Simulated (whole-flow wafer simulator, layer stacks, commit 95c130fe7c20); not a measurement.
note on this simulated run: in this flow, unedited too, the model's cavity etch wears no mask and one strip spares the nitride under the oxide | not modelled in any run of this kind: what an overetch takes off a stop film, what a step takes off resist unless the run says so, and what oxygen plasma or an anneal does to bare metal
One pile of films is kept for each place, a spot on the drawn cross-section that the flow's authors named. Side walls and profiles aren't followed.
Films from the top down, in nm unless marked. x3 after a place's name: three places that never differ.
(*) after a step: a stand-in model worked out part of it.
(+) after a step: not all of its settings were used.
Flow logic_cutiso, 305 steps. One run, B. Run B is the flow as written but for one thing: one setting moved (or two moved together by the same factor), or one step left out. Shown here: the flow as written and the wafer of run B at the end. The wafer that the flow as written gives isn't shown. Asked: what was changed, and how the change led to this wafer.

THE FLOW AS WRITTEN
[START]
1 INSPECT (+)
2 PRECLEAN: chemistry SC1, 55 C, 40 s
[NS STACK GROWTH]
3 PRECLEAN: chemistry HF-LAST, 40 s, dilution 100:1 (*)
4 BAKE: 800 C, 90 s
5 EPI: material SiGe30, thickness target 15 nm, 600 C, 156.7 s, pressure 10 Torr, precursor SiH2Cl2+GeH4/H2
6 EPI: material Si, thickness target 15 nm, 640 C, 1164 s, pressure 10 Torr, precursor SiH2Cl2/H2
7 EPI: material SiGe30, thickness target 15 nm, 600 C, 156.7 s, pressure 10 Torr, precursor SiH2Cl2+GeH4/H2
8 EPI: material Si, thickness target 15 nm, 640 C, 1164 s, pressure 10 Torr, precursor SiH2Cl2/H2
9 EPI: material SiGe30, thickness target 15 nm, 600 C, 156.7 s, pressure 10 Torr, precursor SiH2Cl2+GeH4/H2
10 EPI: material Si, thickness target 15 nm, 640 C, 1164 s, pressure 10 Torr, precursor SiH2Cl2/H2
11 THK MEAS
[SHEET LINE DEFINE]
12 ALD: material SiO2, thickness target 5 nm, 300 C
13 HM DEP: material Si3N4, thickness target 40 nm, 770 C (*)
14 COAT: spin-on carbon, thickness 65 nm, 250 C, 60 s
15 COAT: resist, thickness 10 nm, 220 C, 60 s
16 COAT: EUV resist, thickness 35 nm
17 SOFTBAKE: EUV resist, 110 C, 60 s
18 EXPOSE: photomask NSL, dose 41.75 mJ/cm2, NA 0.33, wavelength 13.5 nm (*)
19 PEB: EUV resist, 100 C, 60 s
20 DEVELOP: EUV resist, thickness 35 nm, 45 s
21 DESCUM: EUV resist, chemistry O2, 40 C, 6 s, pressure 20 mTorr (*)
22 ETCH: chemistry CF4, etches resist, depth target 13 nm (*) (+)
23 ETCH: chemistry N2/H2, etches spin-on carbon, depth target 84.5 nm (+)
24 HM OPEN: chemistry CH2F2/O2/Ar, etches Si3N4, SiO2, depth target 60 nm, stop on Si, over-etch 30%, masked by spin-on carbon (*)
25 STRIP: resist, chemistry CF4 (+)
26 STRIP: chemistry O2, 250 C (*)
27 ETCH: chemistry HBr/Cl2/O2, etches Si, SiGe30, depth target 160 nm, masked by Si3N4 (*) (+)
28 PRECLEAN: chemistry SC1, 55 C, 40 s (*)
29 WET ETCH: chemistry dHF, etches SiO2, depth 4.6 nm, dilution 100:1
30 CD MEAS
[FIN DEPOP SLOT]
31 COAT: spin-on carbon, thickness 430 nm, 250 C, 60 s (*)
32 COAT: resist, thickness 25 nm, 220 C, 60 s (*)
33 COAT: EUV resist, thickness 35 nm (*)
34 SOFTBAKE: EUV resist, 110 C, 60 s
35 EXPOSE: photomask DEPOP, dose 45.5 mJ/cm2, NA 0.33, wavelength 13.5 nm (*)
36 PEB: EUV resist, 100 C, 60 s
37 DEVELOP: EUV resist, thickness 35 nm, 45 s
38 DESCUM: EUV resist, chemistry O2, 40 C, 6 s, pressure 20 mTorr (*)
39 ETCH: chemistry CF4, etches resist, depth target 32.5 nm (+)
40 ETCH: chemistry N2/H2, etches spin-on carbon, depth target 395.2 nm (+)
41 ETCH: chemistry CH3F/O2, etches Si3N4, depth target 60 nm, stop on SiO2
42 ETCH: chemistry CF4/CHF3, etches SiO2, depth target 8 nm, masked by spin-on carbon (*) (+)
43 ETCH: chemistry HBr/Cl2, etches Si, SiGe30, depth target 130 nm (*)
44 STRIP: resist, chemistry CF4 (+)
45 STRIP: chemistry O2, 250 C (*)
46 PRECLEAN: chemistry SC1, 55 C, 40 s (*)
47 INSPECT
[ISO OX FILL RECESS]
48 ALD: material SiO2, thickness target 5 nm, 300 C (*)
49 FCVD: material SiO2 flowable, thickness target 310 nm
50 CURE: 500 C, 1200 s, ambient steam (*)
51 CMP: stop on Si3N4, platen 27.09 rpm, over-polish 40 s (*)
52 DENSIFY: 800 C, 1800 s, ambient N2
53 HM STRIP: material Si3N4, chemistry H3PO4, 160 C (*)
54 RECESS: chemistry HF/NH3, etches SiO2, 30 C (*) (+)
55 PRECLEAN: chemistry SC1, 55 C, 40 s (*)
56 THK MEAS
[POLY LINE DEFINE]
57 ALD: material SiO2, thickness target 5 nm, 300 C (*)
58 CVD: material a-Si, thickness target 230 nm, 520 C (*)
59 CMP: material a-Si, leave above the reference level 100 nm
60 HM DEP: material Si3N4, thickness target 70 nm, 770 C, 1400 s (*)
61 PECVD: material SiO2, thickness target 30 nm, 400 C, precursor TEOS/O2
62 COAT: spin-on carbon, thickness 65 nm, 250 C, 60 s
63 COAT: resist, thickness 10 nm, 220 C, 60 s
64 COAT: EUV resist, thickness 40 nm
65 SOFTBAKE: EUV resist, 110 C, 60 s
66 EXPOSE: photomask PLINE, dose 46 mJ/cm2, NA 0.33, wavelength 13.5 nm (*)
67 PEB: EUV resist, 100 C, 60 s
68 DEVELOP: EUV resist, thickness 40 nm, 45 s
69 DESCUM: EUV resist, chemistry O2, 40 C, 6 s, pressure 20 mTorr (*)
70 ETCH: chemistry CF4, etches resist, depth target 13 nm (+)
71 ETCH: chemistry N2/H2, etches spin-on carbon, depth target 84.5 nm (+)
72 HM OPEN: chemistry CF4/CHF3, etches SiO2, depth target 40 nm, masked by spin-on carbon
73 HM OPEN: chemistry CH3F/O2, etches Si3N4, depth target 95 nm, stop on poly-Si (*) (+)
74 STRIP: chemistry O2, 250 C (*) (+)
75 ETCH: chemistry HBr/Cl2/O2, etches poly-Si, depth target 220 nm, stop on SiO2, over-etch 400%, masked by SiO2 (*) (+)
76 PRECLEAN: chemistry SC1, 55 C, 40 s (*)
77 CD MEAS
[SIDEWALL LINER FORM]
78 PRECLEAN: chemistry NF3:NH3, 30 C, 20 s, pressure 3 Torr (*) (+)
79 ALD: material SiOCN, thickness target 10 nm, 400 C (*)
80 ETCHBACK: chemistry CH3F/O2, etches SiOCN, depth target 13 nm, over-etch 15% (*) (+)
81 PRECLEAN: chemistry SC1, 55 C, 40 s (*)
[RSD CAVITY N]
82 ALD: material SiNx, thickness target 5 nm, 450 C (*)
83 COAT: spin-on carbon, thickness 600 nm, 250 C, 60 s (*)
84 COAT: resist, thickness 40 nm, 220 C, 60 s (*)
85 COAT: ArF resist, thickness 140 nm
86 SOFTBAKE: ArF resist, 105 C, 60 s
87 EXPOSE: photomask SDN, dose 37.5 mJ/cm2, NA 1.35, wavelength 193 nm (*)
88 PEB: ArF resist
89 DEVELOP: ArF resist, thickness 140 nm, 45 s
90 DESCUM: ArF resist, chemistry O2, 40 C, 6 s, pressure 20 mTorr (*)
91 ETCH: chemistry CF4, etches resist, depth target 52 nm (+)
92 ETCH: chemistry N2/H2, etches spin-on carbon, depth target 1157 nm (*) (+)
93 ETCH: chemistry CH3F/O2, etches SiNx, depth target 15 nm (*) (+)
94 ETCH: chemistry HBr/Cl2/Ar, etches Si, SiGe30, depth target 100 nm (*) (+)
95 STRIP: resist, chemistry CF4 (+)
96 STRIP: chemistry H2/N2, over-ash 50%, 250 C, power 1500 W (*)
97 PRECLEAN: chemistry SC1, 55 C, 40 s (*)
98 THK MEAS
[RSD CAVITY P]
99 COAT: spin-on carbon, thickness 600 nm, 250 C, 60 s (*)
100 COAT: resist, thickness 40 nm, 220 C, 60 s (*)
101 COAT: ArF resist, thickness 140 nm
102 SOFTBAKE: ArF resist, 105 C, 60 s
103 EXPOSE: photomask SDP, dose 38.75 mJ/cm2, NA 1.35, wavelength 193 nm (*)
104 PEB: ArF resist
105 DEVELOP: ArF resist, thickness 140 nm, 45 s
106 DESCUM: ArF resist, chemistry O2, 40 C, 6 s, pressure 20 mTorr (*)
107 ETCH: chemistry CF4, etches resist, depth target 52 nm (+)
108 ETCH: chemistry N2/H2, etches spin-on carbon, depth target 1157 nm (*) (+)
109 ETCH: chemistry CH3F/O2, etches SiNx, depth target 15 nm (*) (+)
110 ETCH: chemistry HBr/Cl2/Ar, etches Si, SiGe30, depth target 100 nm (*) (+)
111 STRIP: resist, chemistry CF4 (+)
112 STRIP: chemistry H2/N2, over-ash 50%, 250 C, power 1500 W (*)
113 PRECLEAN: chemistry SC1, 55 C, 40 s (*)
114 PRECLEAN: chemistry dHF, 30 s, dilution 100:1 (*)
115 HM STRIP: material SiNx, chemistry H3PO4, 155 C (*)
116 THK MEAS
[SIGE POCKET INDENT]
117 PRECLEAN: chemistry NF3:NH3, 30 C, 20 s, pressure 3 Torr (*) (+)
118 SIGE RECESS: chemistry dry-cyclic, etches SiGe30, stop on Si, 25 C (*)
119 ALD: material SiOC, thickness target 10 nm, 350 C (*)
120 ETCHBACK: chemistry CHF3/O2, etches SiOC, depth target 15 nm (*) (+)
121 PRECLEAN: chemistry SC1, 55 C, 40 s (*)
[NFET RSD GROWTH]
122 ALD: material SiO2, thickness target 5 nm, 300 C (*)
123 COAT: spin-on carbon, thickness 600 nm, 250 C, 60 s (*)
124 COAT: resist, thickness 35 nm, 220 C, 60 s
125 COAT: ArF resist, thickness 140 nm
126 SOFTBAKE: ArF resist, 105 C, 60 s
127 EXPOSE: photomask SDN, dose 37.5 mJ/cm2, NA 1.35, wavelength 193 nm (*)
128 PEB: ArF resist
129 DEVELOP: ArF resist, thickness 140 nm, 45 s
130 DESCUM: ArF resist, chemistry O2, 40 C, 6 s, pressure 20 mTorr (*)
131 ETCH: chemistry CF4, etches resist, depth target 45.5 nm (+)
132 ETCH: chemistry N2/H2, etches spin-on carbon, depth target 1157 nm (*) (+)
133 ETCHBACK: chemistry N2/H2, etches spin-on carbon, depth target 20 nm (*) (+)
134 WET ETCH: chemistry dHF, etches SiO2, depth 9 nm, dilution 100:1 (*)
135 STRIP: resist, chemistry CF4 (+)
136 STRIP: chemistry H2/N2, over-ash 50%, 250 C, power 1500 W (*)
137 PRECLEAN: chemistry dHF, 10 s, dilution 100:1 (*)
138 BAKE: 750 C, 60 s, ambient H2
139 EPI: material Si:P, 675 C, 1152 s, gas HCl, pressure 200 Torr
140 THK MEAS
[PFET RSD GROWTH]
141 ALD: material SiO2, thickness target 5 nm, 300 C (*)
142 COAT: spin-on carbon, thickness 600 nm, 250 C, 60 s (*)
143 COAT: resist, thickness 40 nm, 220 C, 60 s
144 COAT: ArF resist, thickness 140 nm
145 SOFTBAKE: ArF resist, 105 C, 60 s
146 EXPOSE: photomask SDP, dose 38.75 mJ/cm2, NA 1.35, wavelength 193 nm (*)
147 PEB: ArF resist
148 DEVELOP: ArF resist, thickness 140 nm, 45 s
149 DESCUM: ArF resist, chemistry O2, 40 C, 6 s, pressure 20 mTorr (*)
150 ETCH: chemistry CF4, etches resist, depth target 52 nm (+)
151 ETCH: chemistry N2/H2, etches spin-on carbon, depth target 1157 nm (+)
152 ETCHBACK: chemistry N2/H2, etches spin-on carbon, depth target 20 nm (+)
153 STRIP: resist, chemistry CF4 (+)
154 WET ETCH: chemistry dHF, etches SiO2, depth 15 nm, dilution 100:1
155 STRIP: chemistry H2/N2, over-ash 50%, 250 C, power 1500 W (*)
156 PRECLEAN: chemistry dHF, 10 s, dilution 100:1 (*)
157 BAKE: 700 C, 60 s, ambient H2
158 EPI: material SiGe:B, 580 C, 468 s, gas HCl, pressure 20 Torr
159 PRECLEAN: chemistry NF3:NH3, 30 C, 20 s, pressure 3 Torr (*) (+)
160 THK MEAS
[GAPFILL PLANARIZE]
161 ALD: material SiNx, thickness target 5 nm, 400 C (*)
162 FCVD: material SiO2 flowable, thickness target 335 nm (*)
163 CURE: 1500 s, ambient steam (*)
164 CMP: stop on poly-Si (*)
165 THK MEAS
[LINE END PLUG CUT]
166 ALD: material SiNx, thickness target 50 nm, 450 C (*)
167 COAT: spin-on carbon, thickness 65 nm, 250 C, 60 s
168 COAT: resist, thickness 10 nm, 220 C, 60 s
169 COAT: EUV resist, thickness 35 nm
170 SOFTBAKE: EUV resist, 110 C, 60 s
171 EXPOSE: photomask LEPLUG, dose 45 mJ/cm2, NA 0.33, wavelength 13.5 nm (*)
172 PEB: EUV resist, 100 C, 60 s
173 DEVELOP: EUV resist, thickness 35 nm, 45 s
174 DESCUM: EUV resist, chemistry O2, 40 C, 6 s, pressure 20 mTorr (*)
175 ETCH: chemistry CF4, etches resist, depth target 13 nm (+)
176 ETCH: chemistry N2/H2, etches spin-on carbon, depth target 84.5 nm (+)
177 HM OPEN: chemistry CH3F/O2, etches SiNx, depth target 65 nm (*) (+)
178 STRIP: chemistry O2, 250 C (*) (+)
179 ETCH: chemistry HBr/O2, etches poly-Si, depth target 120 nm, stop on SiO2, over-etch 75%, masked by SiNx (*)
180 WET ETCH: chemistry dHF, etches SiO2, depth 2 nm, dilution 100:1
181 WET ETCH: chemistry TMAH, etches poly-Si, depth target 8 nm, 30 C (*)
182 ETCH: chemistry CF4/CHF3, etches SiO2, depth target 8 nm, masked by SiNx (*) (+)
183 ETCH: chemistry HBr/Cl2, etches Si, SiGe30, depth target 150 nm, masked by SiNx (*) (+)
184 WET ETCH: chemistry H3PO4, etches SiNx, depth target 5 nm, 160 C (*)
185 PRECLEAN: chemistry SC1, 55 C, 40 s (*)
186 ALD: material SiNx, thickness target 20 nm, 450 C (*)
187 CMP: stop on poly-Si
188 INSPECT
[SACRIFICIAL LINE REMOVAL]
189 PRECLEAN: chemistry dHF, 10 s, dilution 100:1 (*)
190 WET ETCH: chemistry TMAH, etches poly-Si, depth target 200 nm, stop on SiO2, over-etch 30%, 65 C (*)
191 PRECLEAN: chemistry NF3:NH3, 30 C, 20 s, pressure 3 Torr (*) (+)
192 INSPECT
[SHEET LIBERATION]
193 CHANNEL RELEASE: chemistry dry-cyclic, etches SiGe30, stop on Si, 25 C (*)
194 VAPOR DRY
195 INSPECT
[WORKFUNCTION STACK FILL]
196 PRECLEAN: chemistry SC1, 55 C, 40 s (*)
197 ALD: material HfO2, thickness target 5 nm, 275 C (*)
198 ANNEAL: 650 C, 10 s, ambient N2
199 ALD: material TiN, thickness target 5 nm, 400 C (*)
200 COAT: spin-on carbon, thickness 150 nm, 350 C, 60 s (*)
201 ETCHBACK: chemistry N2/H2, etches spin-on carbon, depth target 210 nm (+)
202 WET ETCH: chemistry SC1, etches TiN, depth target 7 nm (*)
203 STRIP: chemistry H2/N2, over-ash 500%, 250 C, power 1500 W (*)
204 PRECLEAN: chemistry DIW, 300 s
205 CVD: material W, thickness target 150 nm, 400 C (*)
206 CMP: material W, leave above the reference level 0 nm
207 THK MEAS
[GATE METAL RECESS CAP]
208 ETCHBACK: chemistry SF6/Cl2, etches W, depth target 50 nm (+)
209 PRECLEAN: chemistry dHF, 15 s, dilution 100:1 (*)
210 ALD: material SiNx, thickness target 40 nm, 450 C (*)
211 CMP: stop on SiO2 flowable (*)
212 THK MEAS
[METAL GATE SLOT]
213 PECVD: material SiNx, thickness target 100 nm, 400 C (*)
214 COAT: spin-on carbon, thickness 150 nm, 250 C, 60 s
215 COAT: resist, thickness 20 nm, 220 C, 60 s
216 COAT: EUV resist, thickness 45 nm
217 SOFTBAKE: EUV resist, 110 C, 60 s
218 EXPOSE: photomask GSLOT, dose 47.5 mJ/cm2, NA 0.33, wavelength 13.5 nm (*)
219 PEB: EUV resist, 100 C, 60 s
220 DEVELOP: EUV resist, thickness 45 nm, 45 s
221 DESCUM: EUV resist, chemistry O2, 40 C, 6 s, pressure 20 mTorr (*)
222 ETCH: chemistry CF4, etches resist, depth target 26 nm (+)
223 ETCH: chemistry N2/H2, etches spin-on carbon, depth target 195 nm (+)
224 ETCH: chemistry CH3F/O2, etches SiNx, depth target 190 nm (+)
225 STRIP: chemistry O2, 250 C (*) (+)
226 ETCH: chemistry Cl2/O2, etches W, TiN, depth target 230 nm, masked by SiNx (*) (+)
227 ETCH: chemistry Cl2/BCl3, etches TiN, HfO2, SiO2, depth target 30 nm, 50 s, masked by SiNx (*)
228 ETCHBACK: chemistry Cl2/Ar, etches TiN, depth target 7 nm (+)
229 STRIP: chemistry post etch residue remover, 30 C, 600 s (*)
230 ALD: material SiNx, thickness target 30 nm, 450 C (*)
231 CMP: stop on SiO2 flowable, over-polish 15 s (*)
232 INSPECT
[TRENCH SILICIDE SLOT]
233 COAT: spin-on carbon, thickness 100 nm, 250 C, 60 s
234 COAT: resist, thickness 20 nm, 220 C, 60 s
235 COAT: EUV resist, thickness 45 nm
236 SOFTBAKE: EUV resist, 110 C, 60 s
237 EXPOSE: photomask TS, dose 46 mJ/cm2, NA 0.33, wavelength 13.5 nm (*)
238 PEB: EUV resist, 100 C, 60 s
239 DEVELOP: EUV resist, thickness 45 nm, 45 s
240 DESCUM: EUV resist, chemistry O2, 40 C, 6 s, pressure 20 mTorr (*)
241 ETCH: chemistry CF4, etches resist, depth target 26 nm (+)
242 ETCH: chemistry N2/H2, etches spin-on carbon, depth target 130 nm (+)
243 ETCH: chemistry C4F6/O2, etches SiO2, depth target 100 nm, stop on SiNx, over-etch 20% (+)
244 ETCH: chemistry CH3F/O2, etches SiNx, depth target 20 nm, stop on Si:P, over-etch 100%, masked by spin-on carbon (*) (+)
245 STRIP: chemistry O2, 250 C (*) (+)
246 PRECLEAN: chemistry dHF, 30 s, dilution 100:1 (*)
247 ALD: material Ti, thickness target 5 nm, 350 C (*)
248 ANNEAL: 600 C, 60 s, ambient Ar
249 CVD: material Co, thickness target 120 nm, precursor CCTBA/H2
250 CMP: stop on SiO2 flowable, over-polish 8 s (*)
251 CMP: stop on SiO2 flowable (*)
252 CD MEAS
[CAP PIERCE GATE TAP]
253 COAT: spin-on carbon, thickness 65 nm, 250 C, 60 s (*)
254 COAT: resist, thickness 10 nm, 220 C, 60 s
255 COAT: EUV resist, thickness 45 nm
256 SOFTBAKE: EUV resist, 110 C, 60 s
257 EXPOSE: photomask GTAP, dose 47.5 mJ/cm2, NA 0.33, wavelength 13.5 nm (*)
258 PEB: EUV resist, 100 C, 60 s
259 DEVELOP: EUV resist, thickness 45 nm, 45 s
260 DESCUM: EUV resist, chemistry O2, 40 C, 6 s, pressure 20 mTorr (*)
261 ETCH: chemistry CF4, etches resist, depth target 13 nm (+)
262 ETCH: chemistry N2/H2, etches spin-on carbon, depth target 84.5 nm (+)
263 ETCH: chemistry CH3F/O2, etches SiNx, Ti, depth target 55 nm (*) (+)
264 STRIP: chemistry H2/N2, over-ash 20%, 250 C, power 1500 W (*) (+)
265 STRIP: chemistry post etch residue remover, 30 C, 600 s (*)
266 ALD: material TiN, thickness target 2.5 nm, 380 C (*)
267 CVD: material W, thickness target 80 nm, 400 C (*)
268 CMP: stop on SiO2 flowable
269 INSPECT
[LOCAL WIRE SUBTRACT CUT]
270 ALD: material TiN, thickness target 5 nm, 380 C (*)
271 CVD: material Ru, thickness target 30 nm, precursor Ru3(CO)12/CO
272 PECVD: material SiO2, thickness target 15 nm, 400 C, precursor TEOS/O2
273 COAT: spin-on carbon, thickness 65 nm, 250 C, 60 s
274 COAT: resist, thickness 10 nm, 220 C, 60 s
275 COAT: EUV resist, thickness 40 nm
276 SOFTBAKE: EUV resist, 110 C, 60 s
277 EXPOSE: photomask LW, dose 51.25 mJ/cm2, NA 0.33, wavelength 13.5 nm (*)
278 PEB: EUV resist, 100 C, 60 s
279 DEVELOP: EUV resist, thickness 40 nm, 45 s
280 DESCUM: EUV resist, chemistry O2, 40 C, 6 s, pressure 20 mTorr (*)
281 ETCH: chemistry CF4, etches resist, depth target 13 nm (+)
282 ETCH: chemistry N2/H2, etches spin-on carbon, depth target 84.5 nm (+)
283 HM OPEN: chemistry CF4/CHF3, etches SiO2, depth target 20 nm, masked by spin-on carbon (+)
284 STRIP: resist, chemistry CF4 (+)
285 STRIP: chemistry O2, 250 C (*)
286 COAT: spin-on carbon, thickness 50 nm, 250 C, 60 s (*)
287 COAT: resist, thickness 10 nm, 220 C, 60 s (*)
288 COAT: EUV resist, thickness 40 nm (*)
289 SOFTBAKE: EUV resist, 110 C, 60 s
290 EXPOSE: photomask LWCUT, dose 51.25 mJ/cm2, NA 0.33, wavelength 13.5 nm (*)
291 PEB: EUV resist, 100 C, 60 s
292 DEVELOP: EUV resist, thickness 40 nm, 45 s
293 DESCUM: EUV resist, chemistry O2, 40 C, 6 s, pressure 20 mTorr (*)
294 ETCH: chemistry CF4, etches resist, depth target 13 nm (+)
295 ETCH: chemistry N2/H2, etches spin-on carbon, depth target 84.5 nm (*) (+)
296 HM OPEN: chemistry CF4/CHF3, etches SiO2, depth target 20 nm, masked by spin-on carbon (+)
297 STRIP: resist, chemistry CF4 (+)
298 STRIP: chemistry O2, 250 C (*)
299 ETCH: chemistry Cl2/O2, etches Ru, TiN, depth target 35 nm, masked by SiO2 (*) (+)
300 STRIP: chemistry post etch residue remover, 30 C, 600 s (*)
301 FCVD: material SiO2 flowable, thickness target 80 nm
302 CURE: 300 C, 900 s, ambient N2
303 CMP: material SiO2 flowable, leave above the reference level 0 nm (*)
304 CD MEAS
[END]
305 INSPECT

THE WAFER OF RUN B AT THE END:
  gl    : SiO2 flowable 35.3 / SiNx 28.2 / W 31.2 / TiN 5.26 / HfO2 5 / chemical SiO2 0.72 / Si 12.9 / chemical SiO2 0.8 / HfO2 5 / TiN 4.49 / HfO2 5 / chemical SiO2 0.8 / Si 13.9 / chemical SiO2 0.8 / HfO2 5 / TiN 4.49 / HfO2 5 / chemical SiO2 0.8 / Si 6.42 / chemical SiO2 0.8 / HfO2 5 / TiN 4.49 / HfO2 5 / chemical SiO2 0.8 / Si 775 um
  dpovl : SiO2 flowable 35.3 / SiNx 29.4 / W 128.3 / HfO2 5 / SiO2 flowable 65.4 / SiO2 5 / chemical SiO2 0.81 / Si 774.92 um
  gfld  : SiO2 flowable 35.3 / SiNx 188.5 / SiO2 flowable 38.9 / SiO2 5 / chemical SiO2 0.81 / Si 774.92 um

The cause: step 6, EPI: thickness target 7.5 nm was run, where the flow has thickness target 15 nm; step 6, EPI: 582.2 s was run, where the flow has 1164 s.

How the change led to this, step by step:
  6 EPI: material Si, thickness target 15 nm, 640 C, 1164 s, pressure 10 Torr, precursor SiH2Cl2/H2
      depop, dpovl, gfld and 19 more: Si +7.5 (new film) (as written it would be: Si +15 (new film))
  27 ETCH: chemistry HBr/Cl2/O2, etches Si, SiGe30, depth target 160 nm, masked by Si3N4 (*) (+)
      gfld, gxf, iso, lnri: chemical SiO2 -0.79 (all of it), Si -11.4 (all of it), SiGe30 -15 (all of it), Si -15 (all of it), SiGe30 -15 (all of it), Si -7.5 (all of it), SiGe30 -15 (all of it), Si -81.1 (as written it would be: chemical SiO2 -0.79 (all of it), Si -11.4 (all of it), SiGe30 -15 (all of it), Si -15 (all of it), SiGe30 -15 (all of it), Si -15 (all of it), SiGe30 -15 (all of it), Si -73.6)
      dpovl, nsgap: chemical SiO2 -0.79 (all of it), Si -11.8 (all of it), SiGe30 -15 (all of it), Si -15 (all of it), SiGe30 -15 (all of it), Si -7.5 (all of it), SiGe30 -15 (all of it), Si -80.7 (as written it would be: chemical SiO2 -0.79 (all of it), Si -11.8 (all of it), SiGe30 -15 (all of it), Si -15 (all of it), SiGe30 -15 (all of it), Si -15 (all of it), SiGe30 -15 (all of it), Si -73.2)
      (and at 1 more place)
  43 ETCH: chemistry HBr/Cl2, etches Si, SiGe30, depth target 130 nm (*)
      depop: Si -14 (all of it), SiGe30 -15 (all of it), Si -15 (all of it), SiGe30 -15 (all of it), Si -7.5 (all of it), SiGe30 -15 (all of it), Si -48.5 (as written it would be: Si -14 (all of it), SiGe30 -15 (all of it), Si -15 (all of it), SiGe30 -15 (all of it), Si -15 (all of it), SiGe30 -15 (all of it), Si -41)
  94 ETCH: chemistry HBr/Cl2/Ar, etches Si, SiGe30, depth target 100 nm (*) (+)
      rsdn, rsdx: chemical SiO2 -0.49 (all of it), Si -12.8 (all of it), SiGe30 -15 (all of it), Si -15 (all of it), SiGe30 -15 (all of it), Si -7.5 (all of it), SiGe30 -15 (all of it), Si -19.7 (as written it would be: chemical SiO2 -0.49 (all of it), Si -12.8 (all of it), SiGe30 -15 (all of it), Si -15 (all of it), SiGe30 -15 (all of it), Si -15 (all of it), SiGe30 -15 (all of it), Si -12.2)
  110 ETCH: chemistry HBr/Cl2/Ar, etches Si, SiGe30, depth target 100 nm (*) (+)
      rsdp, rsdw: chemical SiO2 -0.49 (all of it), Si -12.8 (all of it), SiGe30 -15 (all of it), Si -15 (all of it), SiGe30 -15 (all of it), Si -7.5 (all of it), SiGe30 -15 (all of it), Si -19.7 (as written it would be: chemical SiO2 -0.49 (all of it), Si -12.8 (all of it), SiGe30 -15 (all of it), Si -15 (all of it), SiGe30 -15 (all of it), Si -15 (all of it), SiGe30 -15 (all of it), Si -12.2)
  183 ETCH: chemistry HBr/Cl2, etches Si, SiGe30, depth target 150 nm, masked by SiNx (*) (+)
      plug: Si -13.6 (all of it), SiGe30 -15 (all of it), Si -15 (all of it), SiGe30 -15 (all of it), Si -7.5 (all of it), SiGe30 -15 (all of it), Si -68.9 (as written it would be: Si -13.6 (all of it), SiGe30 -15 (all of it), Si -15 (all of it), SiGe30 -15 (all of it), Si -15 (all of it), SiGe30 -15 (all of it), Si -61.4)
